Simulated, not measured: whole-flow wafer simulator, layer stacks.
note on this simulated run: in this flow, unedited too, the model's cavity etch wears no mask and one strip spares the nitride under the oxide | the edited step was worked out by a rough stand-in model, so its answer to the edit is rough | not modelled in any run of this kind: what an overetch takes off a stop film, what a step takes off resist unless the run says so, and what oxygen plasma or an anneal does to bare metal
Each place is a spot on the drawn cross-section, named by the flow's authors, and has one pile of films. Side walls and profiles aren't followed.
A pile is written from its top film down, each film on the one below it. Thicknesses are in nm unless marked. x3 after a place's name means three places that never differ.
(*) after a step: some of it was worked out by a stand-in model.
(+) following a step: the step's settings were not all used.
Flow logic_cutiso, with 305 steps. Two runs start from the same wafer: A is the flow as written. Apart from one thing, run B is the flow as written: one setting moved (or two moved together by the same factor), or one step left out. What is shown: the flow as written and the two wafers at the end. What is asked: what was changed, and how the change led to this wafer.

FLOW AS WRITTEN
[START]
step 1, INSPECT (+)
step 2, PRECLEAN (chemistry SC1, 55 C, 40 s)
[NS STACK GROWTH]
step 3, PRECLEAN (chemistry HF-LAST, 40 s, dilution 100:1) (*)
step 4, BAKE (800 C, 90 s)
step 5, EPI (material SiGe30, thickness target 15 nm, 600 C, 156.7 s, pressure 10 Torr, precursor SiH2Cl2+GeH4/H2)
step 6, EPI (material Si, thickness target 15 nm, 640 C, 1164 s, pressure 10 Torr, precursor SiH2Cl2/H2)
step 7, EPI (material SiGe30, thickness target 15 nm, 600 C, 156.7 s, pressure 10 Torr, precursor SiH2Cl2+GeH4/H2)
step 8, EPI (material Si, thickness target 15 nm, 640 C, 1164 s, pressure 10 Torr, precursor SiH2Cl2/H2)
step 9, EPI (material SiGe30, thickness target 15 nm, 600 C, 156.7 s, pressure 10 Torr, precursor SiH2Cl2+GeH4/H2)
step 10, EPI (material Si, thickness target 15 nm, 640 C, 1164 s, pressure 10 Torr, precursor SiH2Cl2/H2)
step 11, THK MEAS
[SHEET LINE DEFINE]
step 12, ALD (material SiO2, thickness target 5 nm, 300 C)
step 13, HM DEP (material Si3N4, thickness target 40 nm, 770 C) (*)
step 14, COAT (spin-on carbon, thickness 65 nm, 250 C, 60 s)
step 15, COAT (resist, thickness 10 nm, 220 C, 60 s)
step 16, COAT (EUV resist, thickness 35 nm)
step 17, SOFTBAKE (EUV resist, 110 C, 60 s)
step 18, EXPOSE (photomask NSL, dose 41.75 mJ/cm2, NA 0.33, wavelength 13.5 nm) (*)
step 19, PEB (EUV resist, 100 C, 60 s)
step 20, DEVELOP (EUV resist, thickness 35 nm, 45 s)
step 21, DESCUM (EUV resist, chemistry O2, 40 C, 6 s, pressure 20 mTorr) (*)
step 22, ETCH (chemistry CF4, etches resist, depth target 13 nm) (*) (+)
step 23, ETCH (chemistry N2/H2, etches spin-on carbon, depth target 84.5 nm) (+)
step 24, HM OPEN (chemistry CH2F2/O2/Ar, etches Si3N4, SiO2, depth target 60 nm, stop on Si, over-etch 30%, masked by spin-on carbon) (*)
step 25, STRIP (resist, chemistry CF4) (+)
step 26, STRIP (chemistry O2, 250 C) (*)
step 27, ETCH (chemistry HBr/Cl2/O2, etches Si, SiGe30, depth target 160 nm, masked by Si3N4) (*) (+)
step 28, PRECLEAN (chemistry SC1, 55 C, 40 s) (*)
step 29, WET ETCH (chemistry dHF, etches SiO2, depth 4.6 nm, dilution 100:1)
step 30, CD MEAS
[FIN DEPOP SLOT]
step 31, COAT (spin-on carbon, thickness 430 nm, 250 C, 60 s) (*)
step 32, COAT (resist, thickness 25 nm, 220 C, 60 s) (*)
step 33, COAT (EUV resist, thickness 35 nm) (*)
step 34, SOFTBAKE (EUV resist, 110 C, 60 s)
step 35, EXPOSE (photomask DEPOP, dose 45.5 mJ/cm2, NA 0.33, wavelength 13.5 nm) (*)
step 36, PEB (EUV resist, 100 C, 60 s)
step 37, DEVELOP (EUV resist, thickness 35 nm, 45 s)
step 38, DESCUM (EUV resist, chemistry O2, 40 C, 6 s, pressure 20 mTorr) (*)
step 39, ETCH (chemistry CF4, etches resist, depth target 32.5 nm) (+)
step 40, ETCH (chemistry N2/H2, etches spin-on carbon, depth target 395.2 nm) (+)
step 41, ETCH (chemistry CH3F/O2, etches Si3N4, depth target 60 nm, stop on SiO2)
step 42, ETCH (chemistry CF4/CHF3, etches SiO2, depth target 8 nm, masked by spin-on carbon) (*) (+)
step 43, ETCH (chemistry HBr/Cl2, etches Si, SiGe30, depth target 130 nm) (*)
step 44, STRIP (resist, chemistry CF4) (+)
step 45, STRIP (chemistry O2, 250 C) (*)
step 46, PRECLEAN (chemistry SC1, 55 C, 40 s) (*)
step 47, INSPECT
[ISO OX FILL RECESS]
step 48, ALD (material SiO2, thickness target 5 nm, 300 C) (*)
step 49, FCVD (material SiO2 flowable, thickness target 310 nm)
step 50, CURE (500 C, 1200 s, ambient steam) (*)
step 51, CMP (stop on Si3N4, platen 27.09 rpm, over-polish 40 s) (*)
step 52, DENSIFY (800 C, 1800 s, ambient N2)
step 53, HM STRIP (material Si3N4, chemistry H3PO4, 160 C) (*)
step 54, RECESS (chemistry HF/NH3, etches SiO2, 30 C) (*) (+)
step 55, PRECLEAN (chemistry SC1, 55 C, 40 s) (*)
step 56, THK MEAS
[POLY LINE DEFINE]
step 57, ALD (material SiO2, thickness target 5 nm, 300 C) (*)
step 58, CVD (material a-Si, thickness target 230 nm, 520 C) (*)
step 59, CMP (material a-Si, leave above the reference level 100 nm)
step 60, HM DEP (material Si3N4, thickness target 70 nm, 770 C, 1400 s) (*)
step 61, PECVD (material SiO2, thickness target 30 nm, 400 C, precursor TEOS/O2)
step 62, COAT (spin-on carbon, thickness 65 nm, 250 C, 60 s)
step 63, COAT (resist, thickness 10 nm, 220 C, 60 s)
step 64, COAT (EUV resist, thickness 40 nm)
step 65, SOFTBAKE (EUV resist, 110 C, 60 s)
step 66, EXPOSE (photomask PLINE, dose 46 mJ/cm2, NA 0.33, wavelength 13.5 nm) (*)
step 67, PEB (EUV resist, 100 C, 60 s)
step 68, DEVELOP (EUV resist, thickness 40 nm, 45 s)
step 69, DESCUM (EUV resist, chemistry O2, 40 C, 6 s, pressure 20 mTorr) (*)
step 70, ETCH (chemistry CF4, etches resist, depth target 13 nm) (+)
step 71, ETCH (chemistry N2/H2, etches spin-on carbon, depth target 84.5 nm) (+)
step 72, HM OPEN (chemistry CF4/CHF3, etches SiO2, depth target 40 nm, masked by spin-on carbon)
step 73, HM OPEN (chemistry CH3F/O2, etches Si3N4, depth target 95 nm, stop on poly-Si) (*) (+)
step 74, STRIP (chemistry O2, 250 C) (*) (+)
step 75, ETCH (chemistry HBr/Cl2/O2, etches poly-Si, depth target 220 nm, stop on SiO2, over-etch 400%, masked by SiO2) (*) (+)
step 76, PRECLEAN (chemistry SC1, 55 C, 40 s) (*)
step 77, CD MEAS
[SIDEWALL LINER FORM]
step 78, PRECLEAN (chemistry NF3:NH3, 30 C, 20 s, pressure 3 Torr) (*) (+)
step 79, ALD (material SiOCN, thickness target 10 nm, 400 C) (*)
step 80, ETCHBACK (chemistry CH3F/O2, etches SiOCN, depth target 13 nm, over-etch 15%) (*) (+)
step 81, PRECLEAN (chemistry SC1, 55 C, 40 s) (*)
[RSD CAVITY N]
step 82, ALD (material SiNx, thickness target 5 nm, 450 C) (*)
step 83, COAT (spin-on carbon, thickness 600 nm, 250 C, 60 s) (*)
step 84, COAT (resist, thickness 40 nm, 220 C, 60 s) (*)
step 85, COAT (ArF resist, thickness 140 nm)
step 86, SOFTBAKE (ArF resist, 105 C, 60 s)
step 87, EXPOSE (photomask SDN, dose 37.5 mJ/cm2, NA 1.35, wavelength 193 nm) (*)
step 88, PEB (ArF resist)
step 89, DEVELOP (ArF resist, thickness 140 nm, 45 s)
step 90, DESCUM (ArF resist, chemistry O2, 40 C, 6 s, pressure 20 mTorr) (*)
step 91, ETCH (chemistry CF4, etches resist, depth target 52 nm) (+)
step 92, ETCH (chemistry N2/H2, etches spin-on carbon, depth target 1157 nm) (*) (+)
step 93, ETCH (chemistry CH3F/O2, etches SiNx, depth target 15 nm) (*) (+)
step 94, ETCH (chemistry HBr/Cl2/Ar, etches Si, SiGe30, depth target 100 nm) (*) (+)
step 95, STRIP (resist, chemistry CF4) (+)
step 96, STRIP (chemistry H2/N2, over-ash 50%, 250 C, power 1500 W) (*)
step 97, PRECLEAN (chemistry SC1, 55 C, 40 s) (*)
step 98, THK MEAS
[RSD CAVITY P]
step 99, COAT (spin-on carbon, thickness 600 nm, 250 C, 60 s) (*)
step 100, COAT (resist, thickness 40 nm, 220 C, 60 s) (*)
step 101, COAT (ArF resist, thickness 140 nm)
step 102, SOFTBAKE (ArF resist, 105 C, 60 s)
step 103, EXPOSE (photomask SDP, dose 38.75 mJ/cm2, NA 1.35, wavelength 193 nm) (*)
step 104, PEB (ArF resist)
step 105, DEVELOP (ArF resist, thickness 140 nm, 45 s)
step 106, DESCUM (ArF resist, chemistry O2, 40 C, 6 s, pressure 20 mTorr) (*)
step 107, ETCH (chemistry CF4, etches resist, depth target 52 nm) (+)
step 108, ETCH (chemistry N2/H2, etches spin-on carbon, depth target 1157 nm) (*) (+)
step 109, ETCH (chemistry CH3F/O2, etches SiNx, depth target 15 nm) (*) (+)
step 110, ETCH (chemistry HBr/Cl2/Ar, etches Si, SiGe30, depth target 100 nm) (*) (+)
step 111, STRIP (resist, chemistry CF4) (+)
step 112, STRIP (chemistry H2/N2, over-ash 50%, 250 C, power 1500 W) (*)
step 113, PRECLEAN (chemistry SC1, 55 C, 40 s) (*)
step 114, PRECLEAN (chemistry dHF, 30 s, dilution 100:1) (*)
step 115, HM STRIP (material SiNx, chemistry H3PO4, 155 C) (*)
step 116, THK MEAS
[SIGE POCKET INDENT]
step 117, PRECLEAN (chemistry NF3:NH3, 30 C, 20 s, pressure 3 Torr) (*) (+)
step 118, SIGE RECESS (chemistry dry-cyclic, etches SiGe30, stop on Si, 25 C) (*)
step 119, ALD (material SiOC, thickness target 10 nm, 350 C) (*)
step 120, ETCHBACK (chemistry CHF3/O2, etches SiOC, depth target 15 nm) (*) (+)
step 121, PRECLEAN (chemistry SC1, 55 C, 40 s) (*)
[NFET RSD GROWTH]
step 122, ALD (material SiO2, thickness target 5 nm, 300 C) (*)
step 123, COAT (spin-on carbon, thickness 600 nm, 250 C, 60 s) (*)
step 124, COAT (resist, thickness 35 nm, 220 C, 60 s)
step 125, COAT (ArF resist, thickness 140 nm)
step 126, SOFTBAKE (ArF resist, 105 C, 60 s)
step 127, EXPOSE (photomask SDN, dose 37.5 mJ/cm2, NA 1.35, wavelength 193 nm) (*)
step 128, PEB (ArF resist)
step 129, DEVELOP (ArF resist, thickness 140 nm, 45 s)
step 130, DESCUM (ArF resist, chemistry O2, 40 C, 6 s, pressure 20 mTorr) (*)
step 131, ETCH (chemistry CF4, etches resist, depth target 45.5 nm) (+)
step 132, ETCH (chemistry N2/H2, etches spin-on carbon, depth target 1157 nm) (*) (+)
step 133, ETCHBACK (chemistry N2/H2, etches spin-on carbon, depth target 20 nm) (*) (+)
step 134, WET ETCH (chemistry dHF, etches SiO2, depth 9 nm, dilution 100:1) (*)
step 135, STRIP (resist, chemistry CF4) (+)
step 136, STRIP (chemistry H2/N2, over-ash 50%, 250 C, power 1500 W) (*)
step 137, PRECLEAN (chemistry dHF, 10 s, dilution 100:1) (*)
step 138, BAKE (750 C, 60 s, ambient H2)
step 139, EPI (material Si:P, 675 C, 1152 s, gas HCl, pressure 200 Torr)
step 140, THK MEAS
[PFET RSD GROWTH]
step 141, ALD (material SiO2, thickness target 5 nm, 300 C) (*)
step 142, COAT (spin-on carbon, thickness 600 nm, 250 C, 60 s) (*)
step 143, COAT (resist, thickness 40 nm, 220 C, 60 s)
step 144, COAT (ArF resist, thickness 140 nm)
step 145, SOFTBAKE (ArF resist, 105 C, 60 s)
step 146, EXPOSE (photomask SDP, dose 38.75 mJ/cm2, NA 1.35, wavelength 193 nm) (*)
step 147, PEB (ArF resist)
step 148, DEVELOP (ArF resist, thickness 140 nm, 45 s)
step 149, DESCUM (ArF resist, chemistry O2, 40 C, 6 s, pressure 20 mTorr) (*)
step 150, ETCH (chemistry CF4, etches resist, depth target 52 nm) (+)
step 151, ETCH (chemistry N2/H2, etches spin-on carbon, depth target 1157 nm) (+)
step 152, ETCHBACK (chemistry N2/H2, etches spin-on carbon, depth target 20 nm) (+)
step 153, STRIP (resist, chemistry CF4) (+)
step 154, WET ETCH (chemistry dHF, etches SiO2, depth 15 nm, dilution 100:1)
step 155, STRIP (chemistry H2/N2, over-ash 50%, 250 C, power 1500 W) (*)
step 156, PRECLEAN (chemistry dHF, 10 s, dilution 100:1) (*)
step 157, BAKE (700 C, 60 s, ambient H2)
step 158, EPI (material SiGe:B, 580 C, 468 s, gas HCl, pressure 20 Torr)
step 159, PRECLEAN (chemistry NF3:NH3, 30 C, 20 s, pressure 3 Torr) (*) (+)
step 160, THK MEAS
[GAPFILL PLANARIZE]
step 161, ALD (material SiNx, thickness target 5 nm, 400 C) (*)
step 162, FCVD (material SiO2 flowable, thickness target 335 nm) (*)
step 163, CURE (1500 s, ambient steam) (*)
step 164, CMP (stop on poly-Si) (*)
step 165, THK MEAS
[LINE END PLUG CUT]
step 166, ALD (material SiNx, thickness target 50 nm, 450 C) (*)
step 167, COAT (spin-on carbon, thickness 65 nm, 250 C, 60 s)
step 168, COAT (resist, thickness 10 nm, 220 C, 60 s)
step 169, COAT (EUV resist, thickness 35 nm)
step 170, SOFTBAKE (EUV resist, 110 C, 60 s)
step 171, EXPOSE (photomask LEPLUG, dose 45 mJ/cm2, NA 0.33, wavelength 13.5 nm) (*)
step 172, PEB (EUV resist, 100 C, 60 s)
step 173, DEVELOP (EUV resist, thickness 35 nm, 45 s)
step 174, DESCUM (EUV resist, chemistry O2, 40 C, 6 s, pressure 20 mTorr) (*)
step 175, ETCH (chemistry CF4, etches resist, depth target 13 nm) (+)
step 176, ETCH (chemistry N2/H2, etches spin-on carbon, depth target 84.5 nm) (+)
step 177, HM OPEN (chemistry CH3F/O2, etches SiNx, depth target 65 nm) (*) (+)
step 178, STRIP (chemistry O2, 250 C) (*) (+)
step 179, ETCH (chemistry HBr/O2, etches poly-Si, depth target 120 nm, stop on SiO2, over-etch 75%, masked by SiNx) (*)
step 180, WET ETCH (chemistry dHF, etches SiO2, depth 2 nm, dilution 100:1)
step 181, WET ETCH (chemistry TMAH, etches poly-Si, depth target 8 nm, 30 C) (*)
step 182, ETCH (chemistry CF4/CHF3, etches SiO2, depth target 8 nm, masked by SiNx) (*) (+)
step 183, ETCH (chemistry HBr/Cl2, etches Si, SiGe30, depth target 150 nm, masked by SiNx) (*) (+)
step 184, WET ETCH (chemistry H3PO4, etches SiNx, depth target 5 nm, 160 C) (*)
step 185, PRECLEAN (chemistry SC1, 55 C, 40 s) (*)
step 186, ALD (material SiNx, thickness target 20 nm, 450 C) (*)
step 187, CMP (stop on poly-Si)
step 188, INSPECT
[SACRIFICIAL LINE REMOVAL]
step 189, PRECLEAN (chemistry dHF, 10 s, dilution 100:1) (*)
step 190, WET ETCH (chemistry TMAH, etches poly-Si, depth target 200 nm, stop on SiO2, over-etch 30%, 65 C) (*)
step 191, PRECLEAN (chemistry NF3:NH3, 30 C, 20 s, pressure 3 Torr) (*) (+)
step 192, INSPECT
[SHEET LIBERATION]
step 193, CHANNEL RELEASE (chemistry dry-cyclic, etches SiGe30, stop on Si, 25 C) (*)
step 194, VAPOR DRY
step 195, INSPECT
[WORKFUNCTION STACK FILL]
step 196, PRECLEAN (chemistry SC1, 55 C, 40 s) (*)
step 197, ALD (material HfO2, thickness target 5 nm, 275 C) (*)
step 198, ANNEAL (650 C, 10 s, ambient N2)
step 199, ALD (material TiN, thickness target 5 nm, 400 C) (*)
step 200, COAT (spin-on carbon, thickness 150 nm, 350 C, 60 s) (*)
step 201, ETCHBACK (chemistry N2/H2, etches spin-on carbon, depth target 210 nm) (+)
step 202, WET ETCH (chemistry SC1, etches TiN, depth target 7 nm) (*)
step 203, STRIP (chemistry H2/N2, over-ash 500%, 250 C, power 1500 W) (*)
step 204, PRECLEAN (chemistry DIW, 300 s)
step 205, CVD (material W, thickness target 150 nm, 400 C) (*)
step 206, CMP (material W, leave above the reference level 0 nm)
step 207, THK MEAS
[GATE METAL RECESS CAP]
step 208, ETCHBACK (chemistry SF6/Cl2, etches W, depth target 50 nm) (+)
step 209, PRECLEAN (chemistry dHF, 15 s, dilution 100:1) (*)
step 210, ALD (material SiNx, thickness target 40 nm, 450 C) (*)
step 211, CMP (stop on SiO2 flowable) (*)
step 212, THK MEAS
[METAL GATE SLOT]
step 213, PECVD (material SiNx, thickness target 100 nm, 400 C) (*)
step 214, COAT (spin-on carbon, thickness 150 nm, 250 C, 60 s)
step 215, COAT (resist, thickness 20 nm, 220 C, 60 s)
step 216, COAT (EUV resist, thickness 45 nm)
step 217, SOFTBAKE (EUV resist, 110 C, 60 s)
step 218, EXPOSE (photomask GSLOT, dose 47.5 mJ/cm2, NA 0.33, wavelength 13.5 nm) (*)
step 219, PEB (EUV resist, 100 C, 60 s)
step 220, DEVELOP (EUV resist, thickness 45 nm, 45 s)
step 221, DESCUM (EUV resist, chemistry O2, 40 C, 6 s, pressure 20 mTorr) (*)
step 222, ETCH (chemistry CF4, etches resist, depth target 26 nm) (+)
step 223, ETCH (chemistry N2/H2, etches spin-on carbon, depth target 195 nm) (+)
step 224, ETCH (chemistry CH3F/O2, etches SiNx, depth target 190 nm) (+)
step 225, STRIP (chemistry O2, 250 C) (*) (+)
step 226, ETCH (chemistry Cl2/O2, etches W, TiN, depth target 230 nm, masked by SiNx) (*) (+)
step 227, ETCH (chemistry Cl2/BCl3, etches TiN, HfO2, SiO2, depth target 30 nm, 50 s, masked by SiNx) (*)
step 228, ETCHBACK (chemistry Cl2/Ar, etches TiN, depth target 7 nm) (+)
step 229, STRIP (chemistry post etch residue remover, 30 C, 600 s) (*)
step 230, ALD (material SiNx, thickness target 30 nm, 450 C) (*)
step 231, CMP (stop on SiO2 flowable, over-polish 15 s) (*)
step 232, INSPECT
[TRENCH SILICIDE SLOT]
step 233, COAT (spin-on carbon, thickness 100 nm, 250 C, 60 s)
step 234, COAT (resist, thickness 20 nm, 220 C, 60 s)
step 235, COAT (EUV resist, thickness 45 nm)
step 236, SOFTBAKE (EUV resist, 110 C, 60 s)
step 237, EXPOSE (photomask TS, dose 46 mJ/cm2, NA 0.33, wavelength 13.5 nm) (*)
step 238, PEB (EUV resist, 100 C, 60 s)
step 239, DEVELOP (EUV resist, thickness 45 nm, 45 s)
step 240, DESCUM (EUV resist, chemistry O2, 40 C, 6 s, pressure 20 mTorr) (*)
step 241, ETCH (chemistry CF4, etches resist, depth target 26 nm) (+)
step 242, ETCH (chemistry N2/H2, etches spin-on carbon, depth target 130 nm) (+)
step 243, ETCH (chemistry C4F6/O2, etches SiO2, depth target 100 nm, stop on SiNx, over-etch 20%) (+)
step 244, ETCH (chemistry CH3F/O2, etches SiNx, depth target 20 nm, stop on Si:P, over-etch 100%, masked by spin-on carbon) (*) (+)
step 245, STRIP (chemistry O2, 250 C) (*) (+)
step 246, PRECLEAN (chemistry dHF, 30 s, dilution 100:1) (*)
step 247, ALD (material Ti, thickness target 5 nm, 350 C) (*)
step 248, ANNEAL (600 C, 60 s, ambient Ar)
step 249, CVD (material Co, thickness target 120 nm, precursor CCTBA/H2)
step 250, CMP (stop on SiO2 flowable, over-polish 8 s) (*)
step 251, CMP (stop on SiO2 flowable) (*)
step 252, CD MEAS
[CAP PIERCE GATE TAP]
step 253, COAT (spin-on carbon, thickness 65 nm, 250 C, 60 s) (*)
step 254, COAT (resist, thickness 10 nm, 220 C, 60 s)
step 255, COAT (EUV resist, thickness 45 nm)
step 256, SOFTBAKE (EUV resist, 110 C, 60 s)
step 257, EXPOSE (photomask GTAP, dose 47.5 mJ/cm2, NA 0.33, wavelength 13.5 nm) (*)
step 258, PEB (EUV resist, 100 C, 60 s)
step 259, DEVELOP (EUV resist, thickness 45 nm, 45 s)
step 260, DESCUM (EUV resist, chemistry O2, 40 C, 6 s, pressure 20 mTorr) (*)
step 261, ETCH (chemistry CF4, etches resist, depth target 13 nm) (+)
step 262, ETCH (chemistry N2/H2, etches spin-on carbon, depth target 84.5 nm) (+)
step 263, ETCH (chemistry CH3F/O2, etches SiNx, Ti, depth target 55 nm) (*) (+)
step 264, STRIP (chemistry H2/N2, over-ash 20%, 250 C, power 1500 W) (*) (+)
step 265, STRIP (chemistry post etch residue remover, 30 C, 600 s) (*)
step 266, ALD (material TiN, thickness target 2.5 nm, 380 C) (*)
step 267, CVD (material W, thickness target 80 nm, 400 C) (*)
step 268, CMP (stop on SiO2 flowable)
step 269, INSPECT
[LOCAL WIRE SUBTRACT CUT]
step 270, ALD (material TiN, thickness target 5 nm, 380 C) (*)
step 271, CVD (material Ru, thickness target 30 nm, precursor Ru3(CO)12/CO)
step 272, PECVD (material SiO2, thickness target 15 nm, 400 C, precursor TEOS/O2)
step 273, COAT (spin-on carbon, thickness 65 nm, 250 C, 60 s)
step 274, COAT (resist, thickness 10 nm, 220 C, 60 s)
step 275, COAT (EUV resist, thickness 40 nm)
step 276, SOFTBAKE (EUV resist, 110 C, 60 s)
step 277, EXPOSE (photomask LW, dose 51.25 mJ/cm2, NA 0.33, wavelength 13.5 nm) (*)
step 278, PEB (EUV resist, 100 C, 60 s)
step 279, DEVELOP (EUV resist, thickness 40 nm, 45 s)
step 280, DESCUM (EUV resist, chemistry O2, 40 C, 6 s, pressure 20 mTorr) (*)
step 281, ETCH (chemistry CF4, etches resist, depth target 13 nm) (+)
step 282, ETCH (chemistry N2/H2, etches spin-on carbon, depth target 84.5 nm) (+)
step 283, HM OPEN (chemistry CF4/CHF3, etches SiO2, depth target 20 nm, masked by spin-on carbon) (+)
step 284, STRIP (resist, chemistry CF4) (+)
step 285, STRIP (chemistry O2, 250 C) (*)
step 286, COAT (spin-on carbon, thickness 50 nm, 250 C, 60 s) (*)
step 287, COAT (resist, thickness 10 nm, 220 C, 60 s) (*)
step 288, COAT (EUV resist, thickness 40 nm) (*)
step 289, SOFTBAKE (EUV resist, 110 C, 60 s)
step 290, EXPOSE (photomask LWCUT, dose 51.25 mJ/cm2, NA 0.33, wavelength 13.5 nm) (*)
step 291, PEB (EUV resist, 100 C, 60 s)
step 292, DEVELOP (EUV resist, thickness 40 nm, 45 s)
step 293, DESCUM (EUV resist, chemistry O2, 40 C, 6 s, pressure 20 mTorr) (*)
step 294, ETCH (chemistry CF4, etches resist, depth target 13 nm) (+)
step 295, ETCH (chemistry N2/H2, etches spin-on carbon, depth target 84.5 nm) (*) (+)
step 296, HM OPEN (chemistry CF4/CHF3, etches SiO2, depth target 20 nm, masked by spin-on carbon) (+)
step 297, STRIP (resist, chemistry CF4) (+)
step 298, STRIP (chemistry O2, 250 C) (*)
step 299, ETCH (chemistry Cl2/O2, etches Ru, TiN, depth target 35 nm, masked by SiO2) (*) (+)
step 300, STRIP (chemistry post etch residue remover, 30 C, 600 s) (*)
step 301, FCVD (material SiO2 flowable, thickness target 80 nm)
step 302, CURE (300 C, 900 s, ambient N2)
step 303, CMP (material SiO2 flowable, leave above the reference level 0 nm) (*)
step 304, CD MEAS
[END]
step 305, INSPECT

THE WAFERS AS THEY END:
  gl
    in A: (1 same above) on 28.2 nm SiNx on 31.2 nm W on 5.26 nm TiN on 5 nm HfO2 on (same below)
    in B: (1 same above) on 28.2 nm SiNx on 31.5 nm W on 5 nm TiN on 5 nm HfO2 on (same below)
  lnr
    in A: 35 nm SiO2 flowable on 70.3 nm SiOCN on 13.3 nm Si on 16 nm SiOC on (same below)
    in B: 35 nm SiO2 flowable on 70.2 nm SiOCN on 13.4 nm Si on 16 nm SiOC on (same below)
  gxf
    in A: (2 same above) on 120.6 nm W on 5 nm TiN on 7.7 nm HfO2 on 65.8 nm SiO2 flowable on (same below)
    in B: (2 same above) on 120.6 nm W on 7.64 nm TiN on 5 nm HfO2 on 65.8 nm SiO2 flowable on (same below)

The reason: step 75, ETCH: depth target 143 nm was run, while the flow as written has depth target 220 nm.

The path from the change to this, step by step:
  step 75, ETCH (chemistry HBr/Cl2/O2, etches poly-Si, depth target 220 nm, stop on SiO2, over-etch 400%, masked by SiO2) (*) (+)
      lnr, lnrp, lnrt, rsdn, rsdp, rsdw, rsdx: A chemical SiO2 loses 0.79 (all of it), poly-Si loses 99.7 (all of it), SiO2 loses 5 (all of it) | B chemical SiO2 loses 0.79 (all of it), poly-Si loses 99.7 (all of it), SiO2 loses 3.08
      depop, dpovl, gfld and 10 more: A SiO2 loses 9.58 | B SiO2 loses 8.43
      (and at 2 other places as well)
  step 78, PRECLEAN (chemistry NF3:NH3, 30 C, 20 s, pressure 3 Torr) (*) (+)
      lnr, lnrp, lnrt, rsdn, rsdp, rsdw, rsdx: A chemical SiO2 loses 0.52 (all of it) | B SiO2 loses 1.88 (all of it), chemical SiO2 loses 0.49 (all of it)
      iso, lnri: A SiO2 loses 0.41 (all of it), SiO2 flowable loses 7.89 | B SiO2 loses 2.33 (all of it), SiO2 flowable loses 5.67
  step 120, ETCHBACK (chemistry CHF3/O2, etches SiOC, depth target 15 nm) (*) (+)
      gl, tap: A SiOC loses 10 (all of it), SiO2 loses 4.21 (all of it), Si3N4 loses 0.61 | B SiOC loses 10 (all of it), SiO2 loses 5
      glp: A SiOC loses 10 (all of it), SiO2 loses 4.25 (all of it), Si3N4 loses 0.58 | B SiOC loses 10 (all of it), SiO2 loses 5
      (and at 2 other places as well)
  step 122, ALD (material SiO2, thickness target 5 nm, 300 C) (*)
      gl, glp, tap: A SiO2 gains 5 (new film) | B SiO2 gains 5
      gxn: A SiO2 gains 6.76 (new film) | B SiO2 gains 6.89
      (and at 1 other place as well)
  step 133, ETCHBACK (chemistry N2/H2, etches spin-on carbon, depth target 20 nm) (*) (+)
      gxn: A SiO2 loses 0.7 (all of it), Si3N4 loses 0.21 | B SiO2 loses 1.11
  step 134, WET ETCH (chemistry dHF, etches SiO2, depth 9 nm, dilution 100:1) (*)
      gxn: A Si3N4 loses 0.34 | B SiO2 loses 1.02 (all of it), Si3N4 loses 0.23
  step 141, ALD (material SiO2, thickness target 5 nm, 300 C) (*)
      gxn: A SiO2 gains 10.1 (new film) | B SiO2 gains 10.9 (new film)
  step 153, STRIP (resist, chemistry CF4) (+)
      gxp: A SiO2 loses 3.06 (all of it) | B SiO2 loses 4.49 (all of it)
  step 161, ALD (material SiNx, thickness target 5 nm, 400 C) (*)
      gxp: A SiNx gains 5 (new film) | B SiNx gains 5.65 (new film)
  step 164, CMP (stop on poly-Si) (*)
      depop, dpovl, isow, ns, nsgap: A SiO2 flowable loses 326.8 (all of it), SiNx loses 5 (all of it), SiO2 loses 4.13 (all of it), Si3N4 loses 70 (all of it) | B SiO2 flowable loses 326.8 (all of it), SiNx loses 5 (all of it), SiO2 loses 5.28 (all of it), Si3N4 loses 70 (all of it)
      gfld, gxf: A SiO2 flowable loses 251.9 (all of it), SiNx loses 5 (all of it), SiO2 loses 4.13 (all of it), Si3N4 loses 70 (all of it) | B SiO2 flowable loses 251.8 (all of it), SiNx loses 5 (all of it), SiO2 loses 5.28 (all of it), Si3N4 loses 70 (all of it)
      (and at 3 other places as well)
  step 197, ALD (material HfO2, thickness target 5 nm, 275 C) (*)
      gxf: A HfO2 gains 7.7 (new film) | B HfO2 gains 5 (new film)
  step 199, ALD (material TiN, thickness target 5 nm, 400 C) (*)
      gfld: A TiN gains 7.64 (new film) | B TiN gains 5.6 (new film)
      gxf: A TiN gains 5 (new film) | B TiN gains 7.64 (new film)
  step 226, ETCH (chemistry Cl2/O2, etches W, TiN, depth target 230 nm, masked by SiNx) (*) (+)
      gfld: A W loses 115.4 (all of it), TiN loses 7.64 (all of it), HfO2 loses 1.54 | B W loses 117.5 (all of it), TiN loses 5.6 (all of it), HfO2 loses 1.54
